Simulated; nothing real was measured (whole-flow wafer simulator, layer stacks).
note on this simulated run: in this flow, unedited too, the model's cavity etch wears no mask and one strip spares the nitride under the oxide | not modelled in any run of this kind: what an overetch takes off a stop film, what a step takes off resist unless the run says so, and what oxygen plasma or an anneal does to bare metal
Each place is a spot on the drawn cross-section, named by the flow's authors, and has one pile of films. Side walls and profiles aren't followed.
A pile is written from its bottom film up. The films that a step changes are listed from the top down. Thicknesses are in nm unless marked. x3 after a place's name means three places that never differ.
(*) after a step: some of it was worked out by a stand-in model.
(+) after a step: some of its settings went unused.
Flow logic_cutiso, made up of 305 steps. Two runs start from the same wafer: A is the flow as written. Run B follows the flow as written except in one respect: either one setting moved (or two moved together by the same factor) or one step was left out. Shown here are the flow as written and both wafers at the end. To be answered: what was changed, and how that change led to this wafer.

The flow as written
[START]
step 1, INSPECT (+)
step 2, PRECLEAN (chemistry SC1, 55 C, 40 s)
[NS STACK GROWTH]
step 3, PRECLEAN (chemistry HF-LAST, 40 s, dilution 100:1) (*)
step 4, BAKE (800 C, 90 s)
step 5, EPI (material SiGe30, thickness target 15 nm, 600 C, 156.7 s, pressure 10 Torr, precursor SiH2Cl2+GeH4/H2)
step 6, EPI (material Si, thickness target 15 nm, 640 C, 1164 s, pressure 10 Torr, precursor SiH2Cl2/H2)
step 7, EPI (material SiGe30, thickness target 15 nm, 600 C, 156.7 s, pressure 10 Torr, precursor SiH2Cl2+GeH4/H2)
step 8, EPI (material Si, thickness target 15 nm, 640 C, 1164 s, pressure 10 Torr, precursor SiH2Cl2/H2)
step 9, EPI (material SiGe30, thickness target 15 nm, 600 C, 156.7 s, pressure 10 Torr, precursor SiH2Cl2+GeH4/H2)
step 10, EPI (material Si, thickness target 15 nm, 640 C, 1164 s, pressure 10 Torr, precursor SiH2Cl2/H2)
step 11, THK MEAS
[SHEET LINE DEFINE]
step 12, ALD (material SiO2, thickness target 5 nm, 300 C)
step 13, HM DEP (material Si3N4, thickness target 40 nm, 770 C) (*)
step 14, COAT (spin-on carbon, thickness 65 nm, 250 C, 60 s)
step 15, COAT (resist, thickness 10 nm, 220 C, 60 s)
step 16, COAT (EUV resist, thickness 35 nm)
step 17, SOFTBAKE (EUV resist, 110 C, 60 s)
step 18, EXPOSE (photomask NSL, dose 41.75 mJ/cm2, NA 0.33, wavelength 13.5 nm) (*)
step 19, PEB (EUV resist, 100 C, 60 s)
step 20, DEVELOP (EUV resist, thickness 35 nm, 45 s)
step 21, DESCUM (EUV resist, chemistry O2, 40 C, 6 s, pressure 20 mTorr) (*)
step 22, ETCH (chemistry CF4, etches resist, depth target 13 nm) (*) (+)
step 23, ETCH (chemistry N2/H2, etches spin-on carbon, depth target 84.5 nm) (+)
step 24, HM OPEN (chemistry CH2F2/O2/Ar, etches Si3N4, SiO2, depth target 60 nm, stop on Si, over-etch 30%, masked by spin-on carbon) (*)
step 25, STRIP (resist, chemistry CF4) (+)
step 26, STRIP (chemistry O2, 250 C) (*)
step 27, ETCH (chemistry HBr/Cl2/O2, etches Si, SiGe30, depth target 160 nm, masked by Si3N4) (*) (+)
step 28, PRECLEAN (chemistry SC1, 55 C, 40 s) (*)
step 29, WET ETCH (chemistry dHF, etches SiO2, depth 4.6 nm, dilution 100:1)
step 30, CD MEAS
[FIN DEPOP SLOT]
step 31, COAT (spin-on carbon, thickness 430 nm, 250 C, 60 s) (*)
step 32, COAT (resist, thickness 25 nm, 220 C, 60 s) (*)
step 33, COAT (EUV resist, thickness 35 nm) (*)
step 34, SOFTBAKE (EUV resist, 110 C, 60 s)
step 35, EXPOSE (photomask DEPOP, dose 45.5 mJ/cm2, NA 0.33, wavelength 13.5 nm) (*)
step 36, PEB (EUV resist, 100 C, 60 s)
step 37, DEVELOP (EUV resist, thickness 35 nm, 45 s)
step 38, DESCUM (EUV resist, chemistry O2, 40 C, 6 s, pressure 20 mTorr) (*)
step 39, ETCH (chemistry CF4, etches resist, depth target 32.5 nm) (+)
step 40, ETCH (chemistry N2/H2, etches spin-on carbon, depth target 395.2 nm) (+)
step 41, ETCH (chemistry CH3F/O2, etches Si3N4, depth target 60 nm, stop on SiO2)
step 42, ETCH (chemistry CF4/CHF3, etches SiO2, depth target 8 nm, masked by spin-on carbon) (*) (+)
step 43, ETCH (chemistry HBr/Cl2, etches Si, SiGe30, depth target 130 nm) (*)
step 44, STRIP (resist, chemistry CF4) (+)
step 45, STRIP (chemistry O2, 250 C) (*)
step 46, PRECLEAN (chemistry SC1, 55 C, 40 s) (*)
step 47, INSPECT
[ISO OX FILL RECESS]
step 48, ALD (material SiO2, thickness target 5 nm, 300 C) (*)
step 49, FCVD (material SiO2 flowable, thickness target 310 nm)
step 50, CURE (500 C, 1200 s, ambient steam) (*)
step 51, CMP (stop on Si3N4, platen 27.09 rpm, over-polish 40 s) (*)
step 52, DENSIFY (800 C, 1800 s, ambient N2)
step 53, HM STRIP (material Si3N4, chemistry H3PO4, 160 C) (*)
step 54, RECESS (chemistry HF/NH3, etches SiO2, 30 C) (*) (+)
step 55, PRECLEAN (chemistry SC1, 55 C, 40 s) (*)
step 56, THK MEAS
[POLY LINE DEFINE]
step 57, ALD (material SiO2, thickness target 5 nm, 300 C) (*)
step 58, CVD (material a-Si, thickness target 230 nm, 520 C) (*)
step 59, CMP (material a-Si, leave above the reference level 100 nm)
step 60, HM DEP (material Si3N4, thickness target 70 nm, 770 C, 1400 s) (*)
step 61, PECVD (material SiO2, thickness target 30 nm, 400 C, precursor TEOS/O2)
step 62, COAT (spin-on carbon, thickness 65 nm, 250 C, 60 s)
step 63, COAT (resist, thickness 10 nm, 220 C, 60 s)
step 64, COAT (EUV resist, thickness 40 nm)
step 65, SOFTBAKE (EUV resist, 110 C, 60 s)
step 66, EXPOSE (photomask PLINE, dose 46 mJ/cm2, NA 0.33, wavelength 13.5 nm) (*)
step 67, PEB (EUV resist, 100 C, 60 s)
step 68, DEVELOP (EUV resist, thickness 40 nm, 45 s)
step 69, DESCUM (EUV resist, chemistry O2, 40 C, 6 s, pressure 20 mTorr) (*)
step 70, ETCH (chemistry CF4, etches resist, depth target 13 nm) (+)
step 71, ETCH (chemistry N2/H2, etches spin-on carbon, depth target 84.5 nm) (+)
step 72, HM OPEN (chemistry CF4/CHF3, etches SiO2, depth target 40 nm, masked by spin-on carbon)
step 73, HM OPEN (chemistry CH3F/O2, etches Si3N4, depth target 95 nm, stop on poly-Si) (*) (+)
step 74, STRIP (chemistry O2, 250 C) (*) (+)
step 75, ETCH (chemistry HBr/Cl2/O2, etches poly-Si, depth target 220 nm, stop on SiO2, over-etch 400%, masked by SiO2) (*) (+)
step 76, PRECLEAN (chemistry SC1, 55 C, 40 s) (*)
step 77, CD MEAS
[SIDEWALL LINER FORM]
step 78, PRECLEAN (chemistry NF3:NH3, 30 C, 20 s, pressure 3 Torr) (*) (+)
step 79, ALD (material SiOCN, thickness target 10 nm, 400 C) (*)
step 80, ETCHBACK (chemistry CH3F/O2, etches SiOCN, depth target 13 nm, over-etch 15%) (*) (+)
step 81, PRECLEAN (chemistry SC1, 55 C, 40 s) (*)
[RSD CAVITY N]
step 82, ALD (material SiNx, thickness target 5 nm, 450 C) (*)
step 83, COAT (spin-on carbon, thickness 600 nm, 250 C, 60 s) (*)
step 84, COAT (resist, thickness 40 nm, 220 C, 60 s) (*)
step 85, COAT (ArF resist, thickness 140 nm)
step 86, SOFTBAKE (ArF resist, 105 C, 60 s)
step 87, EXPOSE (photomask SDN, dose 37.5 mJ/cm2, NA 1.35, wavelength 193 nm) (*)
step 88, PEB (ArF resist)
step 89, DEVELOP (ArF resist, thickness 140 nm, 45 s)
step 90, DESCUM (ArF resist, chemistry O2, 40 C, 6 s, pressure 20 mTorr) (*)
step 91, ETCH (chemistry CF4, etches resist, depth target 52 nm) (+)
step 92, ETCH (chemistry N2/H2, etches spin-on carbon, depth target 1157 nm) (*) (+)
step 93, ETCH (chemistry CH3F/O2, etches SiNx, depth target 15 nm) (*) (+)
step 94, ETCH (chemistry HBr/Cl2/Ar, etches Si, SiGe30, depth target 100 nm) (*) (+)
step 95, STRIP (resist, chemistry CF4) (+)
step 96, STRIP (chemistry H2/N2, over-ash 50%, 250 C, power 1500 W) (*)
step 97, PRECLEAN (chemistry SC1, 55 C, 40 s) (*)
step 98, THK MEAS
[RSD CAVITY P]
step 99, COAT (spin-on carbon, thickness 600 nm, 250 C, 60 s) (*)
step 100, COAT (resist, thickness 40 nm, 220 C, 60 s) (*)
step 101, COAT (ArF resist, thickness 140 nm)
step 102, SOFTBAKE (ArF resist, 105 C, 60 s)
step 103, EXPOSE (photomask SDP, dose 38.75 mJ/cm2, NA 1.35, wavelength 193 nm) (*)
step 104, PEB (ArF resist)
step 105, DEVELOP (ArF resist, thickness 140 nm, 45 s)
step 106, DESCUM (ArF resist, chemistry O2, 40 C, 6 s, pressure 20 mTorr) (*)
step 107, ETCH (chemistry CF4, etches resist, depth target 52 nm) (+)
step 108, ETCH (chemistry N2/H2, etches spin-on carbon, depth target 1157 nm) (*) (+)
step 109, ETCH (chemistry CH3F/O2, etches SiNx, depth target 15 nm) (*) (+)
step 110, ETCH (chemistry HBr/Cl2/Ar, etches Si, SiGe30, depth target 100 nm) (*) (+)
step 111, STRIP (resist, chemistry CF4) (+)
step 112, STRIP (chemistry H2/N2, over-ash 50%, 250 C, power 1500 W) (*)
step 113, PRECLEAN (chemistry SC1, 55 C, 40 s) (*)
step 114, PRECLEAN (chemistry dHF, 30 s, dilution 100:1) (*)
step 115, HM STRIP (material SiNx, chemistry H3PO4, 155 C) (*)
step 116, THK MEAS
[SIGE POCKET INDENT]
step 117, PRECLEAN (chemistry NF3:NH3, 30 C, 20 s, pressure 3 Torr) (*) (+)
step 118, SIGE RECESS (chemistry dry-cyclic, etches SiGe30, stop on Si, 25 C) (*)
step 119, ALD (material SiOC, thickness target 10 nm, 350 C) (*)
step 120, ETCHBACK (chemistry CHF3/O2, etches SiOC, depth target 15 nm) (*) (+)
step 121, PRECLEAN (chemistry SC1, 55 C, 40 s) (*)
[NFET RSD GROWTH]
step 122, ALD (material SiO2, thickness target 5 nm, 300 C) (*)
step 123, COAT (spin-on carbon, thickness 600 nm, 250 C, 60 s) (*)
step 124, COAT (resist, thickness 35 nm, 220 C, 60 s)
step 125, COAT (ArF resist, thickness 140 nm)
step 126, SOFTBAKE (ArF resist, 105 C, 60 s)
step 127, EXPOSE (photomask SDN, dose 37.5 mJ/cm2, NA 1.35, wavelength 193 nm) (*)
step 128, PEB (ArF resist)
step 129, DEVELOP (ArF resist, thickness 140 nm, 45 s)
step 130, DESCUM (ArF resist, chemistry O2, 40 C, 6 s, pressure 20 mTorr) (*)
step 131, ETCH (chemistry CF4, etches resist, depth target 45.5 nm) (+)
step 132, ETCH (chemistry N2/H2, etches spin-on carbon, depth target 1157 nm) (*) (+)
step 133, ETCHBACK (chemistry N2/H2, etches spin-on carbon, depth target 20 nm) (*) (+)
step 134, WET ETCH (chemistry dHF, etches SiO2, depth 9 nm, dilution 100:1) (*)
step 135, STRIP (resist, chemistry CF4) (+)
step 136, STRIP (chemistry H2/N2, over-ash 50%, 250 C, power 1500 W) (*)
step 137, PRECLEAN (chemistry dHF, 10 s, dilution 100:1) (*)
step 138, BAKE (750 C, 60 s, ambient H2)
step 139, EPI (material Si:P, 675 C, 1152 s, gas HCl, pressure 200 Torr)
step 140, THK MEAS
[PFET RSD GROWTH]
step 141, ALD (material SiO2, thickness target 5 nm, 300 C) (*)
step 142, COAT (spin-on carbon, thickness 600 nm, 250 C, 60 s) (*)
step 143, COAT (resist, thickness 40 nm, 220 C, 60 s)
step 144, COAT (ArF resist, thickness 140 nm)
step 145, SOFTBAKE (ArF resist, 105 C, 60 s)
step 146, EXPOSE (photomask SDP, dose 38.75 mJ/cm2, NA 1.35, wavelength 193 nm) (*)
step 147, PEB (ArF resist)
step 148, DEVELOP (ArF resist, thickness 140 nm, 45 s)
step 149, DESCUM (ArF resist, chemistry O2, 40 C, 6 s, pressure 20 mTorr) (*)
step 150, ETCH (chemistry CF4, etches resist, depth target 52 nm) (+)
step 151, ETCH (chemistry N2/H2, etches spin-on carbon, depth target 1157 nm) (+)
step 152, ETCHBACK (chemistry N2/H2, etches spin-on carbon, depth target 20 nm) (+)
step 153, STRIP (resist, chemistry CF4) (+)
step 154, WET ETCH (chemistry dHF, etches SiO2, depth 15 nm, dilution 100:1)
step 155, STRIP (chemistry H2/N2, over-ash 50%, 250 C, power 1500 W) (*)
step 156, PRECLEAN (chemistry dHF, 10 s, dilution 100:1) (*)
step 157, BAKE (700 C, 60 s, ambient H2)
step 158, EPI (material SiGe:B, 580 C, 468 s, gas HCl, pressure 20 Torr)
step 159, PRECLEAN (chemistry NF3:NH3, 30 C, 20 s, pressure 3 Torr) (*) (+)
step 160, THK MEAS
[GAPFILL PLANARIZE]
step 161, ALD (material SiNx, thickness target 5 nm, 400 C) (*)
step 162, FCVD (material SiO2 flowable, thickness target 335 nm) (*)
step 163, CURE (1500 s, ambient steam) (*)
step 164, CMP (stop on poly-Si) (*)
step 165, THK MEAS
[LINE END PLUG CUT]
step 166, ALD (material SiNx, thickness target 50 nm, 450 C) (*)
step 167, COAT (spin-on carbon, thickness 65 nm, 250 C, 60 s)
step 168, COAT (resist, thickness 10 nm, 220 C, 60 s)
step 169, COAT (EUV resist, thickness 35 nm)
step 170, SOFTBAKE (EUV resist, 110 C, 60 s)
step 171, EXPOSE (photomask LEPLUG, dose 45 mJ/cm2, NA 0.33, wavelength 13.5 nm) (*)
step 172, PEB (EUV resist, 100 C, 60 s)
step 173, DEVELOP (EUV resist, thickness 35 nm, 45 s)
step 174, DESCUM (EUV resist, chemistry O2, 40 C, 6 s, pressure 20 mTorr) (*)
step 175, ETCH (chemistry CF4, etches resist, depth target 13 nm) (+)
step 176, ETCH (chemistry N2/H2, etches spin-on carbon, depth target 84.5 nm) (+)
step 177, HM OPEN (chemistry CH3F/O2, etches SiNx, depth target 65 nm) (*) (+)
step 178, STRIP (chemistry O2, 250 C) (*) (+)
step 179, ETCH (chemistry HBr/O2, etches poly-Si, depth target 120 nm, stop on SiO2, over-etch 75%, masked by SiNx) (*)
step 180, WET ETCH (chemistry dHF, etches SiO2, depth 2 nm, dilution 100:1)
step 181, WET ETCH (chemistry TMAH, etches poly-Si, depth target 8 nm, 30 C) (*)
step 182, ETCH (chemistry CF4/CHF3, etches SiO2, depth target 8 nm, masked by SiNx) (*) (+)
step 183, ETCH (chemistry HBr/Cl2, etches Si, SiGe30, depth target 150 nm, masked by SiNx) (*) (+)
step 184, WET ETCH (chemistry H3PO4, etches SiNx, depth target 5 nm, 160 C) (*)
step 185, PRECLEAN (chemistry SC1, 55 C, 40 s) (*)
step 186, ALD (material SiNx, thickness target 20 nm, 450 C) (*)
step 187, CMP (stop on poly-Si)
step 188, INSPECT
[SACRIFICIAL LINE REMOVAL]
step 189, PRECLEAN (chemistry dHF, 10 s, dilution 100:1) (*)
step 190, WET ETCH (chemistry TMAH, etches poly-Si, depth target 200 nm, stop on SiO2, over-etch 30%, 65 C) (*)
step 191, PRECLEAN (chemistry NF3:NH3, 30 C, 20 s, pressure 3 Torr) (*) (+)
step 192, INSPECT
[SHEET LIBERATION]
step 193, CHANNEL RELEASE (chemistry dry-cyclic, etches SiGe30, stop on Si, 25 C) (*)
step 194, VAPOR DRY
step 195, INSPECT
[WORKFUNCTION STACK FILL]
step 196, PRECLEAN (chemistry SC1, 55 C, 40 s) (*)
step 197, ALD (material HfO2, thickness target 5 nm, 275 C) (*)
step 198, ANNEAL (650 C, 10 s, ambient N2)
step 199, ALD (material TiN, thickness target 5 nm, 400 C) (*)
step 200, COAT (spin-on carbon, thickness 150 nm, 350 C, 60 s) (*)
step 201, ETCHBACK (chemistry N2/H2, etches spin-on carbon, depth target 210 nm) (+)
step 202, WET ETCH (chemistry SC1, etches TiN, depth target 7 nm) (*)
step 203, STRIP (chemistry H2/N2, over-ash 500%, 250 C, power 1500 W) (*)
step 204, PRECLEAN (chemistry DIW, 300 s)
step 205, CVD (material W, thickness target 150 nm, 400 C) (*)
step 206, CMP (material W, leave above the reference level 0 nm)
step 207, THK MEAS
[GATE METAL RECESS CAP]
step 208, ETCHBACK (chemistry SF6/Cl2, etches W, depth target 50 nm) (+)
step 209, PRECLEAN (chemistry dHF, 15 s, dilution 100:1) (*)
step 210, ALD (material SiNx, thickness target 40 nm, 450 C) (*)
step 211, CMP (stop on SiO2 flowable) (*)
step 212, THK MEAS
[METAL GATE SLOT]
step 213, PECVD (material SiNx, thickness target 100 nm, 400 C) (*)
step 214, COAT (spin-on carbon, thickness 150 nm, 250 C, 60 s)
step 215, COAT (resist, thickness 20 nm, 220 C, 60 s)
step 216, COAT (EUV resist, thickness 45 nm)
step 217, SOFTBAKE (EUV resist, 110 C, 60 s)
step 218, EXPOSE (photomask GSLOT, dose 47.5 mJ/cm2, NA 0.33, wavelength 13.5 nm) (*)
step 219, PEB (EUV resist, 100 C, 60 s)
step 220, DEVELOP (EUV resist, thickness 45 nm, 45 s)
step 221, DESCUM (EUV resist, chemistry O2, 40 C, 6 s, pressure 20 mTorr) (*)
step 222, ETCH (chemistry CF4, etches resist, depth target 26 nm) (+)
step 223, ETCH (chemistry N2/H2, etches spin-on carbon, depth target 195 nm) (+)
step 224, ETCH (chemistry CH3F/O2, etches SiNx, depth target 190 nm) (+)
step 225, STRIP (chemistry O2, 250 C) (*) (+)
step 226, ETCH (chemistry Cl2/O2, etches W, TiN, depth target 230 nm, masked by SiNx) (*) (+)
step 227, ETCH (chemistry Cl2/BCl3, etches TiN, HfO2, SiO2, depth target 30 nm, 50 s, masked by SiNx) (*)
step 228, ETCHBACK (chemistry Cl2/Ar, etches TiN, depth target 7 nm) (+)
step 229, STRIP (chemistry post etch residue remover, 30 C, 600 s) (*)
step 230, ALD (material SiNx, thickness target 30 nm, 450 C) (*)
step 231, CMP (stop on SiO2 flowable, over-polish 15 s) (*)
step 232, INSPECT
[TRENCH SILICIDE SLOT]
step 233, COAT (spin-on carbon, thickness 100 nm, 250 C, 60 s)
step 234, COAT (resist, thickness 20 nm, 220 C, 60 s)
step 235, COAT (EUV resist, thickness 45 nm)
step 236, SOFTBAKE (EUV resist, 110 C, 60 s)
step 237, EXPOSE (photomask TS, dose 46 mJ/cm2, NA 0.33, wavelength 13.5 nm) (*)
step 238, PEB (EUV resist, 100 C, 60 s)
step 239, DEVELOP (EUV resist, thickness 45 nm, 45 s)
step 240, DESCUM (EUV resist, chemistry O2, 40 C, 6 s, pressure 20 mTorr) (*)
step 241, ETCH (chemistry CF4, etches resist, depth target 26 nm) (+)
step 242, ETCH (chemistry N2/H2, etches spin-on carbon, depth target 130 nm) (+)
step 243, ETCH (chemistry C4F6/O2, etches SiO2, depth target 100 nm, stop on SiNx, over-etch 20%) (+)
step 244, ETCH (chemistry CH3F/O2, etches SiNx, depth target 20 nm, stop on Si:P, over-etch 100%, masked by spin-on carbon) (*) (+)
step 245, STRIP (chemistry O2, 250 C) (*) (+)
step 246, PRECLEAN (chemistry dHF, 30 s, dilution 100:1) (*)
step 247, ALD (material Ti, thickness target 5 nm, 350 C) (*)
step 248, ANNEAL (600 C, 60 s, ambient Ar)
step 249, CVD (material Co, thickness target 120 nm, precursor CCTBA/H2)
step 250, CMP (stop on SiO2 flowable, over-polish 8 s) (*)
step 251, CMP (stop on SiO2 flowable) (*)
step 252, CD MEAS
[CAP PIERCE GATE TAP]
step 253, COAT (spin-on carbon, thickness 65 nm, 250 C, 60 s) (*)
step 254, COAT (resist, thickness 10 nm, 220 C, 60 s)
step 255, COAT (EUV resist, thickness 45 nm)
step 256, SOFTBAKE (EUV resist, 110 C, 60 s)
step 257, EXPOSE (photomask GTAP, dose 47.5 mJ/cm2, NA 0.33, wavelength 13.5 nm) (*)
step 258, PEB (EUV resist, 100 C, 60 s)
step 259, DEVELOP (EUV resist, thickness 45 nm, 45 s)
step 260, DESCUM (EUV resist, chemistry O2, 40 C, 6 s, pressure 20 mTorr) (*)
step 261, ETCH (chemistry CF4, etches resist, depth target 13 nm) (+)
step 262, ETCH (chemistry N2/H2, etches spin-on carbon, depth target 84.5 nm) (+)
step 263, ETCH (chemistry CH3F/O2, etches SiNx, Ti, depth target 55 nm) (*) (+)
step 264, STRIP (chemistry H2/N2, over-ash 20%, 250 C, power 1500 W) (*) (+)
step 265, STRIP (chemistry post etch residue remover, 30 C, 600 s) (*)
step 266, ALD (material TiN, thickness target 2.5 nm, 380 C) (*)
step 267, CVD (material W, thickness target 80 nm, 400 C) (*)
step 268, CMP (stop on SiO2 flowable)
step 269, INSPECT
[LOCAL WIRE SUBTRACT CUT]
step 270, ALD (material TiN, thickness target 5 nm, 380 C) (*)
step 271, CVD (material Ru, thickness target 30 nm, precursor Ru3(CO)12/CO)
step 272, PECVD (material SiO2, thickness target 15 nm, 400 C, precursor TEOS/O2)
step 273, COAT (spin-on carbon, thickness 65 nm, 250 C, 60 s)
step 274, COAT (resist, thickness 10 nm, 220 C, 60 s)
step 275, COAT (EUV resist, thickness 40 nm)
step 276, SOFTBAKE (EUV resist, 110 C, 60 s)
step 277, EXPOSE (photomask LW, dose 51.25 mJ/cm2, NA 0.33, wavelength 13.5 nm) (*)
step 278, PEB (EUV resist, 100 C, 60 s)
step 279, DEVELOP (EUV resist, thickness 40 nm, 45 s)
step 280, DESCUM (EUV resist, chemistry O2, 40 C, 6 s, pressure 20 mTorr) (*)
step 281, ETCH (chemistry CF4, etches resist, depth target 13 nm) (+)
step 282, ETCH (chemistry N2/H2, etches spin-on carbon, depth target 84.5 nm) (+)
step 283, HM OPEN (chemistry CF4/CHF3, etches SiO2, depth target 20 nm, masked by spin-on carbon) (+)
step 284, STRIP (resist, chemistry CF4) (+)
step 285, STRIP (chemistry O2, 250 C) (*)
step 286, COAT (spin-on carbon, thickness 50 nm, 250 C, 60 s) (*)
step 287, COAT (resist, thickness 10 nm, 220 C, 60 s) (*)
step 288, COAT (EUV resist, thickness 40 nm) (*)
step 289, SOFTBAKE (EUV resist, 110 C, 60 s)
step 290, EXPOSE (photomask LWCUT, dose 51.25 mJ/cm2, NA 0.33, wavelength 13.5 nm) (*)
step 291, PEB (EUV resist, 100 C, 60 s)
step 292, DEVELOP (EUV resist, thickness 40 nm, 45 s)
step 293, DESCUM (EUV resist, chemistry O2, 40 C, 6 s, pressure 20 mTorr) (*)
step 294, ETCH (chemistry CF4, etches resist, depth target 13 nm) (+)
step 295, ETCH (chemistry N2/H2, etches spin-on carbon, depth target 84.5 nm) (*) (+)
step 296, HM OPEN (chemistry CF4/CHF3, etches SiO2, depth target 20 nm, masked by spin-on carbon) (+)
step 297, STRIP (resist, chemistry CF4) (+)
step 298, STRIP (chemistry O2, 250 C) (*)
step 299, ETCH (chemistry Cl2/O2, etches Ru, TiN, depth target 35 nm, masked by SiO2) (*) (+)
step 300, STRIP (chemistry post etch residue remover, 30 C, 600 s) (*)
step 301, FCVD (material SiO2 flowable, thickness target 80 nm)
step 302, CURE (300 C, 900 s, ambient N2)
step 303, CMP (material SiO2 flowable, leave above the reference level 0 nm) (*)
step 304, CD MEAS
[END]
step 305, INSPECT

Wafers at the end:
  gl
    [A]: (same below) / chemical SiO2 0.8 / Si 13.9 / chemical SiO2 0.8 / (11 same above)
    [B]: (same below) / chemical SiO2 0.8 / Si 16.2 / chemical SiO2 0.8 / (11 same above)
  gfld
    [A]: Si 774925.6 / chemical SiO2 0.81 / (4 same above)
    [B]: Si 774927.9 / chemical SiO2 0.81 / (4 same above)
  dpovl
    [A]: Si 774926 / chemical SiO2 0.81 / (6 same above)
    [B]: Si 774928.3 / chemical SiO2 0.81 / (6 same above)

What caused this: step 8, EPI: thickness target 17.2 nm was run, whereas the flow has thickness target 15 nm; step 8, EPI: 1339 s was run, where the flow has 1164 s.

How this came from the change, step by step:
  step 8, EPI (material Si, thickness target 15 nm, 640 C, 1164 s, pressure 10 Torr, precursor SiH2Cl2/H2)
      depop, dpovl, gfld and 19 more: A Si gains 15 (new film) | B Si gains 17.3 (new film)
  step 27, ETCH (chemistry HBr/Cl2/O2, etches Si, SiGe30, depth target 160 nm, masked by Si3N4) (*) (+)
      gfld, gxf, iso, lnri: A chemical SiO2 loses 0.79 (all of it), Si loses 11.4 (all of it), SiGe30 loses 15 (all of it), Si loses 15 (all of it), SiGe30 loses 15 (all of it), Si loses 15 (all of it), SiGe30 loses 15 (all of it), Si loses 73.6 | B chemical SiO2 loses 0.79 (all of it), Si loses 11.4 (all of it), SiGe30 loses 15 (all of it), Si loses 17.3 (all of it), SiGe30 loses 15 (all of it), Si loses 15 (all of it), SiGe30 loses 15 (all of it), Si loses 71.4
      dpovl, nsgap: A chemical SiO2 loses 0.79 (all of it), Si loses 11.8 (all of it), SiGe30 loses 15 (all of it), Si loses 15 (all of it), SiGe30 loses 15 (all of it), Si loses 15 (all of it), SiGe30 loses 15 (all of it), Si loses 73.2 | B chemical SiO2 loses 0.79 (all of it), Si loses 11.8 (all of it), SiGe30 loses 15 (all of it), Si loses 17.3 (all of it), SiGe30 loses 15 (all of it), Si loses 15 (all of it), SiGe30 loses 15 (all of it), Si loses 71
      (as well as at 1 more place)
  step 43, ETCH (chemistry HBr/Cl2, etches Si, SiGe30, depth target 130 nm) (*)
      depop: A Si loses 14 (all of it), SiGe30 loses 15 (all of it), Si loses 15 (all of it), SiGe30 loses 15 (all of it), Si loses 15 (all of it), SiGe30 loses 15 (all of it), Si loses 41 | B Si loses 14 (all of it), SiGe30 loses 15 (all of it), Si loses 17.3 (all of it), SiGe30 loses 15 (all of it), Si loses 15 (all of it), SiGe30 loses 15 (all of it), Si loses 38.7
  step 94, ETCH (chemistry HBr/Cl2/Ar, etches Si, SiGe30, depth target 100 nm) (*) (+)
      rsdn, rsdx: A chemical SiO2 loses 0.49 (all of it), Si loses 12.8 (all of it), SiGe30 loses 15 (all of it), Si loses 15 (all of it), SiGe30 loses 15 (all of it), Si loses 15 (all of it), SiGe30 loses 15 (all of it), Si loses 12.2 | B chemical SiO2 loses 0.49 (all of it), Si loses 12.8 (all of it), SiGe30 loses 15 (all of it), Si loses 17.3 (all of it), SiGe30 loses 15 (all of it), Si loses 15 (all of it), SiGe30 loses 15 (all of it), Si loses 9.91
  step 110, ETCH (chemistry HBr/Cl2/Ar, etches Si, SiGe30, depth target 100 nm) (*) (+)
      rsdp, rsdw: A chemical SiO2 loses 0.49 (all of it), Si loses 12.8 (all of it), SiGe30 loses 15 (all of it), Si loses 15 (all of it), SiGe30 loses 15 (all of it), Si loses 15 (all of it), SiGe30 loses 15 (all of it), Si loses 12.2 | B chemical SiO2 loses 0.49 (all of it), Si loses 12.8 (all of it), SiGe30 loses 15 (all of it), Si loses 17.3 (all of it), SiGe30 loses 15 (all of it), Si loses 15 (all of it), SiGe30 loses 15 (all of it), Si loses 9.91
  step 183, ETCH (chemistry HBr/Cl2, etches Si, SiGe30, depth target 150 nm, masked by SiNx) (*) (+)
      plug: A Si loses 13.6 (all of it), SiGe30 loses 15 (all of it), Si loses 15 (all of it), SiGe30 loses 15 (all of it), Si loses 15 (all of it), SiGe30 loses 15 (all of it), Si loses 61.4 | B Si loses 13.6 (all of it), SiGe30 loses 15 (all of it), Si loses 17.3 (all of it), SiGe30 loses 15 (all of it), Si loses 15 (all of it), SiGe30 loses 15 (all of it), Si loses 59.2
